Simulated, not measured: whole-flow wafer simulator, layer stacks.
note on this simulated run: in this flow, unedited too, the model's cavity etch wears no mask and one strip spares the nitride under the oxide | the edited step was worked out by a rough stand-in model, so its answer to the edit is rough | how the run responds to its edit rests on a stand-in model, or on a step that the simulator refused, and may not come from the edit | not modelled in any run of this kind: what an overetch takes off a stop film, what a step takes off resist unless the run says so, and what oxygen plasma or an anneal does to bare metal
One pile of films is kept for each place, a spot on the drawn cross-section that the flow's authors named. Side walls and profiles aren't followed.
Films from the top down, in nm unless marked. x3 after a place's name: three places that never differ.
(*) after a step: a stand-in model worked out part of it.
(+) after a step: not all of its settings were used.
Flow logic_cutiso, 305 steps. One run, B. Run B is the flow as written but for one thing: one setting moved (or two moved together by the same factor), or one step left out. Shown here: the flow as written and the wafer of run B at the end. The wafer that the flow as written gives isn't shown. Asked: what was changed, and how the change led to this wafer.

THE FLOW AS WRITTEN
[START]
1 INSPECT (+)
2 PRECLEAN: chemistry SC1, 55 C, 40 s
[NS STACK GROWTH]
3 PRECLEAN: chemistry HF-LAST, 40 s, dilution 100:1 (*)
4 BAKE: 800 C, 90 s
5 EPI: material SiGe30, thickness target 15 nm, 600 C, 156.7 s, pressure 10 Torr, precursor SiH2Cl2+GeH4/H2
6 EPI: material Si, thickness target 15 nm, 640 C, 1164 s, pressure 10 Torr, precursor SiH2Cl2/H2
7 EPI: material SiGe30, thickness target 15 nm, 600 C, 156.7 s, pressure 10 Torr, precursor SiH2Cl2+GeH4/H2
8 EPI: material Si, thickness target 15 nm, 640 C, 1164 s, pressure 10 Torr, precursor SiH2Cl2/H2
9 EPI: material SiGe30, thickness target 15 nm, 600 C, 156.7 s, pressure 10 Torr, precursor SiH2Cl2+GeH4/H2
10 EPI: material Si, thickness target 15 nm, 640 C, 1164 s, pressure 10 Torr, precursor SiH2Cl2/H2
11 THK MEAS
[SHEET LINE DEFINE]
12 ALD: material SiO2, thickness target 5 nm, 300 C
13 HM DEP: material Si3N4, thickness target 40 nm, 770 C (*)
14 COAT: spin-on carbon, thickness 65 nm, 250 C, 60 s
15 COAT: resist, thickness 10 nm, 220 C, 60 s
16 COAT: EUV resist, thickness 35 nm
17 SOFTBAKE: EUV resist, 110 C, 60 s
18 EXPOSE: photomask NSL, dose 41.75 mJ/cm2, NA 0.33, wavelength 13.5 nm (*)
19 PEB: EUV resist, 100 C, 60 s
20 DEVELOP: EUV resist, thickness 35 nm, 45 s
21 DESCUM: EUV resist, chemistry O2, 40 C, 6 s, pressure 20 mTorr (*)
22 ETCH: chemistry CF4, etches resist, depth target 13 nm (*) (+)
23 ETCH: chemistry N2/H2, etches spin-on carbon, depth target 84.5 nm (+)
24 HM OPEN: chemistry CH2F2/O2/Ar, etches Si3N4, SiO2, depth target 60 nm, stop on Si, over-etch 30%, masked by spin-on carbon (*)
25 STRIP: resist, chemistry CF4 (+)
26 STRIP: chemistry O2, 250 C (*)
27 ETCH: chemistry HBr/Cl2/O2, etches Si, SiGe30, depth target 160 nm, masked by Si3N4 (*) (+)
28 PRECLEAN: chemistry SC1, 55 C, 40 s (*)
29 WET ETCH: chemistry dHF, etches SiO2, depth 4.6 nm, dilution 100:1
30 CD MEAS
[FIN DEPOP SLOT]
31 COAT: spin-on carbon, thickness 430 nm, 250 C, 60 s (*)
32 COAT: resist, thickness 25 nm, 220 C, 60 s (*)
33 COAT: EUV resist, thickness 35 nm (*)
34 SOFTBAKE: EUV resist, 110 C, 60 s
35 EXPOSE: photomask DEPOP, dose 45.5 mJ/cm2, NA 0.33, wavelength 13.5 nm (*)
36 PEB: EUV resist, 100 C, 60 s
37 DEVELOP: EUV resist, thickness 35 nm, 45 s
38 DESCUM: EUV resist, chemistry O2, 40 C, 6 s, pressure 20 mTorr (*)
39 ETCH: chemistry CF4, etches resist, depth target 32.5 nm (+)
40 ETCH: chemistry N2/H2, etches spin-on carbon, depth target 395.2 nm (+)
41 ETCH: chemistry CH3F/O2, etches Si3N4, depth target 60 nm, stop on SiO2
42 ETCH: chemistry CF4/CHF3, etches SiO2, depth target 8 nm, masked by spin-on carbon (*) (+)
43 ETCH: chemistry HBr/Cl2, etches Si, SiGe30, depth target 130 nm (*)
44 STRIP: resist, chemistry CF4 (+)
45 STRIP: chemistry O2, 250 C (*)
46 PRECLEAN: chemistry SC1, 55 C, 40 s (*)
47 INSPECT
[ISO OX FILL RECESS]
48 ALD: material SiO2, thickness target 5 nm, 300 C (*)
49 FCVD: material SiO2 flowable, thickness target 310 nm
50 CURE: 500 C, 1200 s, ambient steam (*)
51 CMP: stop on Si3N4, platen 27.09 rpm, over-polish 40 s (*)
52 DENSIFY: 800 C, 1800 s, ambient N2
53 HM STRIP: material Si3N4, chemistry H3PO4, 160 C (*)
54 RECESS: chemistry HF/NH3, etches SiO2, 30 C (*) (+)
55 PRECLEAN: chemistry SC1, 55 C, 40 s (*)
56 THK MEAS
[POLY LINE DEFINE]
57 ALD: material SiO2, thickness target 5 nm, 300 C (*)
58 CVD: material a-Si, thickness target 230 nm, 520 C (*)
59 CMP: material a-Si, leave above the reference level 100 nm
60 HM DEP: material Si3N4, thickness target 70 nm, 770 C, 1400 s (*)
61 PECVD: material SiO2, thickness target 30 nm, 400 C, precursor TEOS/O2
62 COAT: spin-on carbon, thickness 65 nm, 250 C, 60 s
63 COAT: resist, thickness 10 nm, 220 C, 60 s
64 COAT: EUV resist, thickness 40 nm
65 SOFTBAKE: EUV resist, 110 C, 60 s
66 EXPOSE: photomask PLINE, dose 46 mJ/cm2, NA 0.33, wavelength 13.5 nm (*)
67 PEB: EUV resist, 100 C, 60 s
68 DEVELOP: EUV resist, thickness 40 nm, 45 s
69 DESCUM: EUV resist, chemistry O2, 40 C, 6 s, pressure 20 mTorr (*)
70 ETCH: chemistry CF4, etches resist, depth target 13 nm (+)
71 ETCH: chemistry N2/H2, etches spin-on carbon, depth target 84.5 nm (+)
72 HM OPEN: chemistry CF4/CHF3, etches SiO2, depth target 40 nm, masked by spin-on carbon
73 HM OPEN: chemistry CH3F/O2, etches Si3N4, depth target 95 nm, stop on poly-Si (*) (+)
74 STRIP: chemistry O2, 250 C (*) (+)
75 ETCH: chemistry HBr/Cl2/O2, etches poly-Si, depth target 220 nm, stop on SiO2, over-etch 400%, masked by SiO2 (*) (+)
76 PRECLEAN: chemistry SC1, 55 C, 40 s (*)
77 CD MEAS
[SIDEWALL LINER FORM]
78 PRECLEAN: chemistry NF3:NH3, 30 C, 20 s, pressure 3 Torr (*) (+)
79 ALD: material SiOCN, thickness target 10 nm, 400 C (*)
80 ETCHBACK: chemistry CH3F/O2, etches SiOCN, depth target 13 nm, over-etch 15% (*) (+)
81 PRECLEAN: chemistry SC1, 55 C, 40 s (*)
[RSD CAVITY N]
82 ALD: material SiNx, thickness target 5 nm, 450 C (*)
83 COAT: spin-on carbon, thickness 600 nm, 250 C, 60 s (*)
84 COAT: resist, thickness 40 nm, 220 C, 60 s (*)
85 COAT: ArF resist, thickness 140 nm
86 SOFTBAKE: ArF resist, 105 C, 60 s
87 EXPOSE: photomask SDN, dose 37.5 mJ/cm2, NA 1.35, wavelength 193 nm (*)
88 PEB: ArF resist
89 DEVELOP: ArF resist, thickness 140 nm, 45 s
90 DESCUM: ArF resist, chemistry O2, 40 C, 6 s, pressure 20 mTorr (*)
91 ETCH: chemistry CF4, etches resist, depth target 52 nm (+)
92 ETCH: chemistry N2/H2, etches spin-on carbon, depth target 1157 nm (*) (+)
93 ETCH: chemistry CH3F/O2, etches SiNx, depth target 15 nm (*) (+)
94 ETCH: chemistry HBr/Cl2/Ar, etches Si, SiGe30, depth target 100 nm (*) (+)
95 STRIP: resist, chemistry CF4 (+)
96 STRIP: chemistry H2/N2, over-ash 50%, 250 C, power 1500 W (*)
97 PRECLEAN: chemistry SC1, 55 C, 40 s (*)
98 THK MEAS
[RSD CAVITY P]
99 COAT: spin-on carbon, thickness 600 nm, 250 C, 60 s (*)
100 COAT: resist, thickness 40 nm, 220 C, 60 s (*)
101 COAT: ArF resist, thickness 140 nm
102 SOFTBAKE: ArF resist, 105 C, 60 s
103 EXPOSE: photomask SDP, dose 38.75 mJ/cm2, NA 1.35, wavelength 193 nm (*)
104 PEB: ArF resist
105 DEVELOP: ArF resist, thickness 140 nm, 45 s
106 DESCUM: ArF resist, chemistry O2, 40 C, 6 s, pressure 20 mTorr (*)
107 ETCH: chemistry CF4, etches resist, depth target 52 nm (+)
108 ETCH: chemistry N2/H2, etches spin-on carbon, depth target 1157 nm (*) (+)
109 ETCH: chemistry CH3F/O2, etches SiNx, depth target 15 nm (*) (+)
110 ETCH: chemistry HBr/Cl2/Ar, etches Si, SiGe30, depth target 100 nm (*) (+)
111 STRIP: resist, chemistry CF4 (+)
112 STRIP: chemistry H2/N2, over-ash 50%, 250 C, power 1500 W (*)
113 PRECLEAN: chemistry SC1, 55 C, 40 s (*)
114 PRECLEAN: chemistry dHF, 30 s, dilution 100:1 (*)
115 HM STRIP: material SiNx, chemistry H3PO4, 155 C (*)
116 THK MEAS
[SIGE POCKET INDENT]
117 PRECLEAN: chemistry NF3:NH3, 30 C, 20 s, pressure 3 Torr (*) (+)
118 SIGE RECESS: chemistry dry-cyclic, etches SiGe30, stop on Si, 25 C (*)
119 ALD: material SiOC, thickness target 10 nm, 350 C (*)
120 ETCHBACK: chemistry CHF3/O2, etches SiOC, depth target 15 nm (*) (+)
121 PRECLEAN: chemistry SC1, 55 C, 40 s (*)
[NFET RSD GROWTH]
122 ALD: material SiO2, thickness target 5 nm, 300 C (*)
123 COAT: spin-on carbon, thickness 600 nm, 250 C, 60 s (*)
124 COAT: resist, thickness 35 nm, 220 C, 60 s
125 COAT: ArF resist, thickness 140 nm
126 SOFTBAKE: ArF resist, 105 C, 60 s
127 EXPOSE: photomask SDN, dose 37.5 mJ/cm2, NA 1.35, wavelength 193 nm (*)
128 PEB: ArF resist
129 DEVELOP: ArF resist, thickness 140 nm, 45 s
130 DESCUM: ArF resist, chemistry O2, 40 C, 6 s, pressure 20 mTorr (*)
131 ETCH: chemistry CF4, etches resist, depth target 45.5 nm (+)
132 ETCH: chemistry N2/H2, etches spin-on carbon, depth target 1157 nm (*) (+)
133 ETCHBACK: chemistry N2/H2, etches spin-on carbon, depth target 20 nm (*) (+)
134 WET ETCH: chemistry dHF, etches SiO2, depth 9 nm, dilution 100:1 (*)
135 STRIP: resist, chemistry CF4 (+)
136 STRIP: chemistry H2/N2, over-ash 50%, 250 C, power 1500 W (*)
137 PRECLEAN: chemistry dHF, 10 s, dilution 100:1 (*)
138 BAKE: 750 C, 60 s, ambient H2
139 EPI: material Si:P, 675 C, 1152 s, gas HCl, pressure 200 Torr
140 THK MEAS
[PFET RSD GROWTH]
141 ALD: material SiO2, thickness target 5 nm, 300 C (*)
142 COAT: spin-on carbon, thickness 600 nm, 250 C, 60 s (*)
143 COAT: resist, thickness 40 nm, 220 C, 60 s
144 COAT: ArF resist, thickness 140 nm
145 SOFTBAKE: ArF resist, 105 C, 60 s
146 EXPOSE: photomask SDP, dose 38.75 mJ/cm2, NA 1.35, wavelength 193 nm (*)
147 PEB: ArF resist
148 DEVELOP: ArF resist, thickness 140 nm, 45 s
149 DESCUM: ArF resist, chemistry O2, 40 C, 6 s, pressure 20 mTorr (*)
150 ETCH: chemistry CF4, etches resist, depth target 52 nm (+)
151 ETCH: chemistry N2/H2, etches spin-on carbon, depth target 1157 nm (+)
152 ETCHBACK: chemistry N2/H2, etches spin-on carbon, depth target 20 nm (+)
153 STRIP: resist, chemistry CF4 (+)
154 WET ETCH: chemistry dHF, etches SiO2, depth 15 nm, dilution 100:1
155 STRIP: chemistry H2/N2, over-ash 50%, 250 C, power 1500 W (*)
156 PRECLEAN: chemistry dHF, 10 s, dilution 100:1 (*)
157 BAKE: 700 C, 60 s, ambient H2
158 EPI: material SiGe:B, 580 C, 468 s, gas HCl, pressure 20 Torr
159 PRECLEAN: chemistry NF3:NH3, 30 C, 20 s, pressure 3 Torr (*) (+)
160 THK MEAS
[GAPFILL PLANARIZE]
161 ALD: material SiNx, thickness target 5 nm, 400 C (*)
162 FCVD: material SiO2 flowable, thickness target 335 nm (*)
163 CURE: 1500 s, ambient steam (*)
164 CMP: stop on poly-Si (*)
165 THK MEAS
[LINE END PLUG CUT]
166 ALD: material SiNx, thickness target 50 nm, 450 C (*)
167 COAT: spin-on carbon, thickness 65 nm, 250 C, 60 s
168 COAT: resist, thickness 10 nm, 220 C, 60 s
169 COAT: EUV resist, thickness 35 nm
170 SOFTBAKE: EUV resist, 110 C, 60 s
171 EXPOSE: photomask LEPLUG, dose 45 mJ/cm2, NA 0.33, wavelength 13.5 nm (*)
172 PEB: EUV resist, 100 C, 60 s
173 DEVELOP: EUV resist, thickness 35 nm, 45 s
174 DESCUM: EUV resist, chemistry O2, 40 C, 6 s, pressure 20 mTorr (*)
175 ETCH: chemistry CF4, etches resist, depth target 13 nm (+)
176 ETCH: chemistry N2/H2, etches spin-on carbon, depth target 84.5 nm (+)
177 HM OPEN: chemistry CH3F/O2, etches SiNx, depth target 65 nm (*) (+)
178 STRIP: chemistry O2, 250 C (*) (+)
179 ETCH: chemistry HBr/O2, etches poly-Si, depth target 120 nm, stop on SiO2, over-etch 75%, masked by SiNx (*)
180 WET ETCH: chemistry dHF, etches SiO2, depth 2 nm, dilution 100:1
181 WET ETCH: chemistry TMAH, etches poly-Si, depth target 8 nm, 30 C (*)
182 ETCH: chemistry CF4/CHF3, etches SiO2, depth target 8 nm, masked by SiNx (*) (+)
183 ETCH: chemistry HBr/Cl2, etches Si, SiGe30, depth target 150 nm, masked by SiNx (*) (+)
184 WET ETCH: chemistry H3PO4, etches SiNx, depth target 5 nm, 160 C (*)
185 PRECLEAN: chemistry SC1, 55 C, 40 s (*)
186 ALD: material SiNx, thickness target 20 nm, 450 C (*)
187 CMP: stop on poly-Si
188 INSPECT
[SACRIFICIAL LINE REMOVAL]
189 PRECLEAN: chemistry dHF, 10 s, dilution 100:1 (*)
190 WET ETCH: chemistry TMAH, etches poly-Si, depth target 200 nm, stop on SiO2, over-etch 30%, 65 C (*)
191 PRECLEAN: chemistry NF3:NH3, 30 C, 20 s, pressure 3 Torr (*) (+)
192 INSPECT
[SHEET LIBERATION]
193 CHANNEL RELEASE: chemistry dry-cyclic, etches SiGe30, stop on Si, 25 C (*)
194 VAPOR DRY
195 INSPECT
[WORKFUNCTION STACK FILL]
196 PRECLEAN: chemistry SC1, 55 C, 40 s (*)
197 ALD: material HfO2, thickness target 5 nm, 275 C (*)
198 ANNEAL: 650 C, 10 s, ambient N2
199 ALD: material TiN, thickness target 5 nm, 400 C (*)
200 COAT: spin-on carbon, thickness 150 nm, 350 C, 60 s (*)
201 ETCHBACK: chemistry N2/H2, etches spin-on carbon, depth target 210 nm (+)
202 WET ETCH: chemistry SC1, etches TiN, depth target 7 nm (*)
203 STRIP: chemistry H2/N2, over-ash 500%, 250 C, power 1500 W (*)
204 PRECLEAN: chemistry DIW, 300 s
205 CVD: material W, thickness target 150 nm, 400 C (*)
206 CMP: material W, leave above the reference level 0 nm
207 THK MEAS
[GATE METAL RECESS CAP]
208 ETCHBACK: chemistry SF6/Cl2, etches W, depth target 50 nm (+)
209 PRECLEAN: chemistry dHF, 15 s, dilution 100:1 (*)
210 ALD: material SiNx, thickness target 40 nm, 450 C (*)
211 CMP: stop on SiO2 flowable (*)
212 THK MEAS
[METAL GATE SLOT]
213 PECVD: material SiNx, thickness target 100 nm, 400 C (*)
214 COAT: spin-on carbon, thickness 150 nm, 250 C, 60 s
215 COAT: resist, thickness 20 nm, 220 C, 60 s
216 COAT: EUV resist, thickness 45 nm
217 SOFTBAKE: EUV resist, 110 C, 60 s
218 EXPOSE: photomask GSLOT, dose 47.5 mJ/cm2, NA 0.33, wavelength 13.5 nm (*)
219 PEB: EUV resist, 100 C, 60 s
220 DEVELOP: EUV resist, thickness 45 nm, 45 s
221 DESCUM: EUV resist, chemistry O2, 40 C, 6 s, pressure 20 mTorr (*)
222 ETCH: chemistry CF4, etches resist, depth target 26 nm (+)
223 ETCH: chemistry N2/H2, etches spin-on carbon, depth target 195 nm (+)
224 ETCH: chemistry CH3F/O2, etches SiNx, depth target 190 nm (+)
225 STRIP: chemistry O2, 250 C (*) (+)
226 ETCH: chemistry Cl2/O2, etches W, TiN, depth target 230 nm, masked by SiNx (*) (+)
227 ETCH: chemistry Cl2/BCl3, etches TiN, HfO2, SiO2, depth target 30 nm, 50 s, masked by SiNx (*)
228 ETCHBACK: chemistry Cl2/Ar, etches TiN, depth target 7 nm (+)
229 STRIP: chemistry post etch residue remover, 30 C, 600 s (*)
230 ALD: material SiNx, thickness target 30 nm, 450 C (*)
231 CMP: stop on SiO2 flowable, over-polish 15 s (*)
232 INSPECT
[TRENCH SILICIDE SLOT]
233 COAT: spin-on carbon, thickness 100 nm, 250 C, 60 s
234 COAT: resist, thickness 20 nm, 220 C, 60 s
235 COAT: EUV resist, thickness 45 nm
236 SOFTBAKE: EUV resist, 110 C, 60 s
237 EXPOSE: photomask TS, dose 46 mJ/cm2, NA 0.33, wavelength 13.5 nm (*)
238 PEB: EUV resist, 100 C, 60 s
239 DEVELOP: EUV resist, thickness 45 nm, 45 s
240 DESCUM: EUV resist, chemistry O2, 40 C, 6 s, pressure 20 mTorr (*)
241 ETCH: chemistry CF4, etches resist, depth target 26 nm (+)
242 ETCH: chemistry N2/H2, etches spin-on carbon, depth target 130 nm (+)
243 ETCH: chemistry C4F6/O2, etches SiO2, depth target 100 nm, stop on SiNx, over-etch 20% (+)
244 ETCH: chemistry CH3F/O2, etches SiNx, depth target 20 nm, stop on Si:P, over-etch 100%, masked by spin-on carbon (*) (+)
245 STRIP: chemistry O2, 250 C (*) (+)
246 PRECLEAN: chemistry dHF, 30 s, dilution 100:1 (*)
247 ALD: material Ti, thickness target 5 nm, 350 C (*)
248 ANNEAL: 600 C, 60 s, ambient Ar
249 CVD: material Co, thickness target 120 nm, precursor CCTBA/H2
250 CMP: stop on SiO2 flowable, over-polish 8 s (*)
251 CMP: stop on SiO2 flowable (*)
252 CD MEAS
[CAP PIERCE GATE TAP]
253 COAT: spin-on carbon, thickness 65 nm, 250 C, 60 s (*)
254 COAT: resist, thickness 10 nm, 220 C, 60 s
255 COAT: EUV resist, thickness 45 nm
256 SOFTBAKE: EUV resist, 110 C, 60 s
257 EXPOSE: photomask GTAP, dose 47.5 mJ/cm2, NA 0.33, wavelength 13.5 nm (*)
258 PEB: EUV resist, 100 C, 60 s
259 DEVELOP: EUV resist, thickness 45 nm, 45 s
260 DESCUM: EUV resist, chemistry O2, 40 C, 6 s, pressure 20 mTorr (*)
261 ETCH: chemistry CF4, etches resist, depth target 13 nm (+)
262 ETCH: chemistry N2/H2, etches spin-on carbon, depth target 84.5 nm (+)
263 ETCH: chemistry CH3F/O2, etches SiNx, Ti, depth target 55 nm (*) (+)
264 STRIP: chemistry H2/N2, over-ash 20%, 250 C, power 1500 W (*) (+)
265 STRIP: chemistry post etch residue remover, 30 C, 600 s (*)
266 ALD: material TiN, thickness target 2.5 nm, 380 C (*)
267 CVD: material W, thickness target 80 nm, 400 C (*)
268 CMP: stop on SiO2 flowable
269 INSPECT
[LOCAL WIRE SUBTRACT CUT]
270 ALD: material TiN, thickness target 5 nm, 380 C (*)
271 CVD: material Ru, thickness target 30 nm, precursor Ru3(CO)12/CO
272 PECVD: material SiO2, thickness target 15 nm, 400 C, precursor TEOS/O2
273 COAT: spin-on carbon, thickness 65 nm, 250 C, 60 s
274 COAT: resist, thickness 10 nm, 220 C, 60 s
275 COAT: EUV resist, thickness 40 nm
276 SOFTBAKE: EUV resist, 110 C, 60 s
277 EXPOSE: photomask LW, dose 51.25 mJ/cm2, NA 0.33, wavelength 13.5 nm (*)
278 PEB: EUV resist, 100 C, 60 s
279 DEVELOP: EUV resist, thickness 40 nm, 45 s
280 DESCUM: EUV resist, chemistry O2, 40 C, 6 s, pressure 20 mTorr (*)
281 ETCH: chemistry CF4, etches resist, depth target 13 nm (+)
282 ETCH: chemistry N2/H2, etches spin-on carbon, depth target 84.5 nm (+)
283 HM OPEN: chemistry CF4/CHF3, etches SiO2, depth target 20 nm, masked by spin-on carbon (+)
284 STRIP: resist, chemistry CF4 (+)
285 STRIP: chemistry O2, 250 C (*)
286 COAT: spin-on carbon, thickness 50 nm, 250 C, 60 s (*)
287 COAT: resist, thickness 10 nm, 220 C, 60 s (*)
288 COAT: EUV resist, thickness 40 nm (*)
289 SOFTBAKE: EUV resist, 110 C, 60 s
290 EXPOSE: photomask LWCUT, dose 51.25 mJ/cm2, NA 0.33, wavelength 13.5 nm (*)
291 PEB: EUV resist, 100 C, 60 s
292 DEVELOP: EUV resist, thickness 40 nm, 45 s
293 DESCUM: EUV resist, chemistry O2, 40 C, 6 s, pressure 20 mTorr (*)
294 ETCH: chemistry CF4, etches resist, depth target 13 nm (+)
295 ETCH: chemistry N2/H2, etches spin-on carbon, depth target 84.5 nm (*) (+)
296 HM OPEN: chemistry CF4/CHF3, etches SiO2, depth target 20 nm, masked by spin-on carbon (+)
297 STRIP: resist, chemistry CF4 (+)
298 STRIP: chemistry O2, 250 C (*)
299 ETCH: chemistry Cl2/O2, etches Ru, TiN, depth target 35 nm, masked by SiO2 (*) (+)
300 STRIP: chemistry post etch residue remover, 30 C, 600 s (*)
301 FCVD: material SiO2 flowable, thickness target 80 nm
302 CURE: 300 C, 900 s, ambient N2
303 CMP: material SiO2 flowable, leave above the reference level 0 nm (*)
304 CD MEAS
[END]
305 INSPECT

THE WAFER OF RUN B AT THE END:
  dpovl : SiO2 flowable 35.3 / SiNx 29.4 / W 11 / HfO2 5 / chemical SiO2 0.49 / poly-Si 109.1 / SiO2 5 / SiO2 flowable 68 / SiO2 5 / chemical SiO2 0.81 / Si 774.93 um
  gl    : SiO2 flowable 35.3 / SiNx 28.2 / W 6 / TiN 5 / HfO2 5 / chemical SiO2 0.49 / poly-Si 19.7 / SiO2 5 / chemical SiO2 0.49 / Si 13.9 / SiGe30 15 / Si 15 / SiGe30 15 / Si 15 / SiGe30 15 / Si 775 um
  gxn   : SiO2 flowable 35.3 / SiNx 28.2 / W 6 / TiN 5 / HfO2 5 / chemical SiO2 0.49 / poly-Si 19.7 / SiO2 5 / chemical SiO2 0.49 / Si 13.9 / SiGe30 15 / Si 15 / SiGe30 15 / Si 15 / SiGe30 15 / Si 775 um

The cause: step 190, WET ETCH: depth target 80 nm was run, where the flow has depth target 200 nm.

How the change led to this, step by step:
  190 WET ETCH: chemistry TMAH, etches poly-Si, depth target 200 nm, stop on SiO2, over-etch 30%, 65 C (*)
      depop, dpovl, gfld, gxf, isow, nsgap: poly-Si -80 (as written it would be: poly-Si -189.4 (all of it))
      gl, glp, gxn, gxp, ns, tap: poly-Si -80 (as written it would be: poly-Si -100 (all of it))
  191 PRECLEAN: chemistry NF3:NH3, 30 C, 20 s, pressure 3 Torr (*) (+)
      depop, dpovl, gfld, gxf, isow, nsgap: nothing (as written it would be: SiO2 -5 (all of it), SiO2 flowable -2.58)
      gl, glp, gxn, gxp, ns, tap: nothing (as written it would be: SiO2 -5 (all of it), chemical SiO2 -0.49 (all of it))
  193 CHANNEL RELEASE: chemistry dry-cyclic, etches SiGe30, stop on Si, 25 C (*)
      gl, glp, gxn, gxp, ns, tap: nothing (as written it would be: chemical SiO2 +0.8 (new film), Si -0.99, chemical SiO2 +0.8 (new film), cavity +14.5 (new film), chemical SiO2 +0.8 (new film), SiGe30 -15 (all of it), Si -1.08, chemical SiO2 +0.8 (new film), cavity +14.5 (new film), chemical SiO2 +0.8 (new film), SiGe30 -15 (all of it), Si -1.08, chemical SiO2 +0.8 (new film), cavity +14.5 (new film), chemical SiO2 +0.8 (new film), SiGe30 -15 (all of it), Si -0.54)
  196 PRECLEAN: chemistry SC1, 55 C, 40 s (*)
      gl, glp, gxn, gxp, ns, tap: chemical SiO2 +0.49 (new film), poly-Si -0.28 (as written it would be: chemical SiO2 -0.08)
  197 ALD: material HfO2, thickness target 5 nm, 275 C (*)
      gl, glp, gxn, gxp, ns, tap: HfO2 +5 (new film) (as written it would be: HfO2 +5 (new film), HfO2 +5 (new film), cavity -10, HfO2 +5 (new film), HfO2 +5 (new film), cavity -10, HfO2 +5 (new film), HfO2 +5 (new film), cavity -10, HfO2 +5 (new film))
      gxf: HfO2 +5 (new film) (as written it would be: HfO2 +7.7 (new film))
  199 ALD: material TiN, thickness target 5 nm, 400 C (*)
      gl, glp, tap: TiN +5 (new film) (as written it would be: TiN +5.26 (new film), TiN +4.49 (new film), cavity -4.49 (all of it), TiN +4.49 (new film), cavity -4.49 (all of it), TiN +4.49 (new film), cavity -4.49 (all of it))
      gxn, gxp, ns: TiN +5 (new film) (as written it would be: TiN +5 (new film), TiN +4.49 (new film), cavity -4.49 (all of it), TiN +4.49 (new film), cavity -4.49 (all of it), TiN +4.49 (new film), cavity -4.49 (all of it))
      (and at 1 more place)
  200 COAT: spin-on carbon, thickness 150 nm, 350 C, 60 s (*)
      gl, glp, gxn, gxp: spin-on carbon +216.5 (new film) (as written it would be: spin-on carbon +236.9 (new film))
      lnr, lnrp: spin-on carbon +138.6 (new film) (as written it would be: spin-on carbon +133.9 (new film))
      (and at 16 more places)
  201 ETCHBACK: chemistry N2/H2, etches spin-on carbon, depth target 210 nm (+)
      lnr, lnrp: spin-on carbon -138.6 (all of it) (as written it would be: spin-on carbon -133.9 (all of it))
      rsdn, rsdw: spin-on carbon -150.6 (all of it) (as written it would be: spin-on carbon -145.8 (all of it))
      (and at 11 more places)
  203 STRIP: chemistry H2/N2, over-ash 500%, 250 C, power 1500 W (*)
      gl, glp: spin-on carbon -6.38 (all of it) (as written it would be: spin-on carbon -26.7 (all of it))
      gxn, gxp: spin-on carbon -6.37 (all of it) (as written it would be: spin-on carbon -26.8 (all of it))
      (and at 3 more places)
  205 CVD: material W, thickness target 150 nm, 400 C (*)
      depop, dpovl, isow, nsgap: W +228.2 (new film) (as written it would be: W +345.5 (new film))
      gl, glp, tap: W +223.2 (new film) (as written it would be: W +248.4 (new film))
      (and at 5 more places)
  226 ETCH: chemistry Cl2/O2, etches W, TiN, depth target 230 nm, masked by SiNx (*) (+)
      depop, dpovl, gl and 18 more: SiNx -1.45 (as written it would be: SiNx -30.8)
      gfld: W -0.81 (all of it), TiN -5 (all of it), HfO2 -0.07 (as written it would be: W -115.4 (all of it), TiN -7.64 (all of it), HfO2 -1.54)
  227 ETCH: chemistry Cl2/BCl3, etches TiN, HfO2, SiO2, depth target 30 nm, 50 s, masked by SiNx (*)
      gfld: HfO2 -4.93 (all of it), chemical SiO2 -0.49 (all of it), poly-Si -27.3 (as written it would be: HfO2 -3.46 (all of it), SiO2 flowable -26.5)
  228 ETCHBACK: chemistry Cl2/Ar, etches TiN, depth target 7 nm (+)
      gfld: poly-Si -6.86 (as written it would be: SiO2 flowable -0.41)
  230 ALD: material SiNx, thickness target 30 nm, 450 C (*)
      gfld: SiNx +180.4 (new film) (as written it would be: SiNx +260.6 (new film))
  231 CMP: stop on SiO2 flowable, over-polish 15 s (*)
      depop, dpovl, gl and 9 more: SiNx -92 (as written it would be: SiNx -62.7)
      lnr, lnri, lnrp, lnrt: SiNx -90.3 (all of it), SiOCN -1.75 (as written it would be: SiNx -61 (all of it), SiOCN -1.75)
      (and at 6 more places)
Counting metal films that touch as one body, gl has 1 body; the flow as written gives 4 bodies (between them, from the top down: HfO2 5 / chemical SiO2 0.72 / Si 12.9 / chemical SiO2 0.8 / HfO2 5; HfO2 5 / chemical SiO2 0.8 / Si 13.9 / chemical SiO2 0.8 / HfO2 5; HfO2 5 / chemical SiO2 0.8 / Si 13.9 / chemical SiO2 0.8 / HfO2 5).
Counting metal films that touch as one body, gxn has 1 body; the flow as written gives 4 bodies (between them, from the top down: HfO2 5 / chemical SiO2 0.72 / Si 12.9 / chemical SiO2 0.8 / HfO2 5; HfO2 5 / chemical SiO2 0.8 / Si 13.9 / chemical SiO2 0.8 / HfO2 5; HfO2 5 / chemical SiO2 0.8 / Si 13.9 / chemical SiO2 0.8 / HfO2 5).
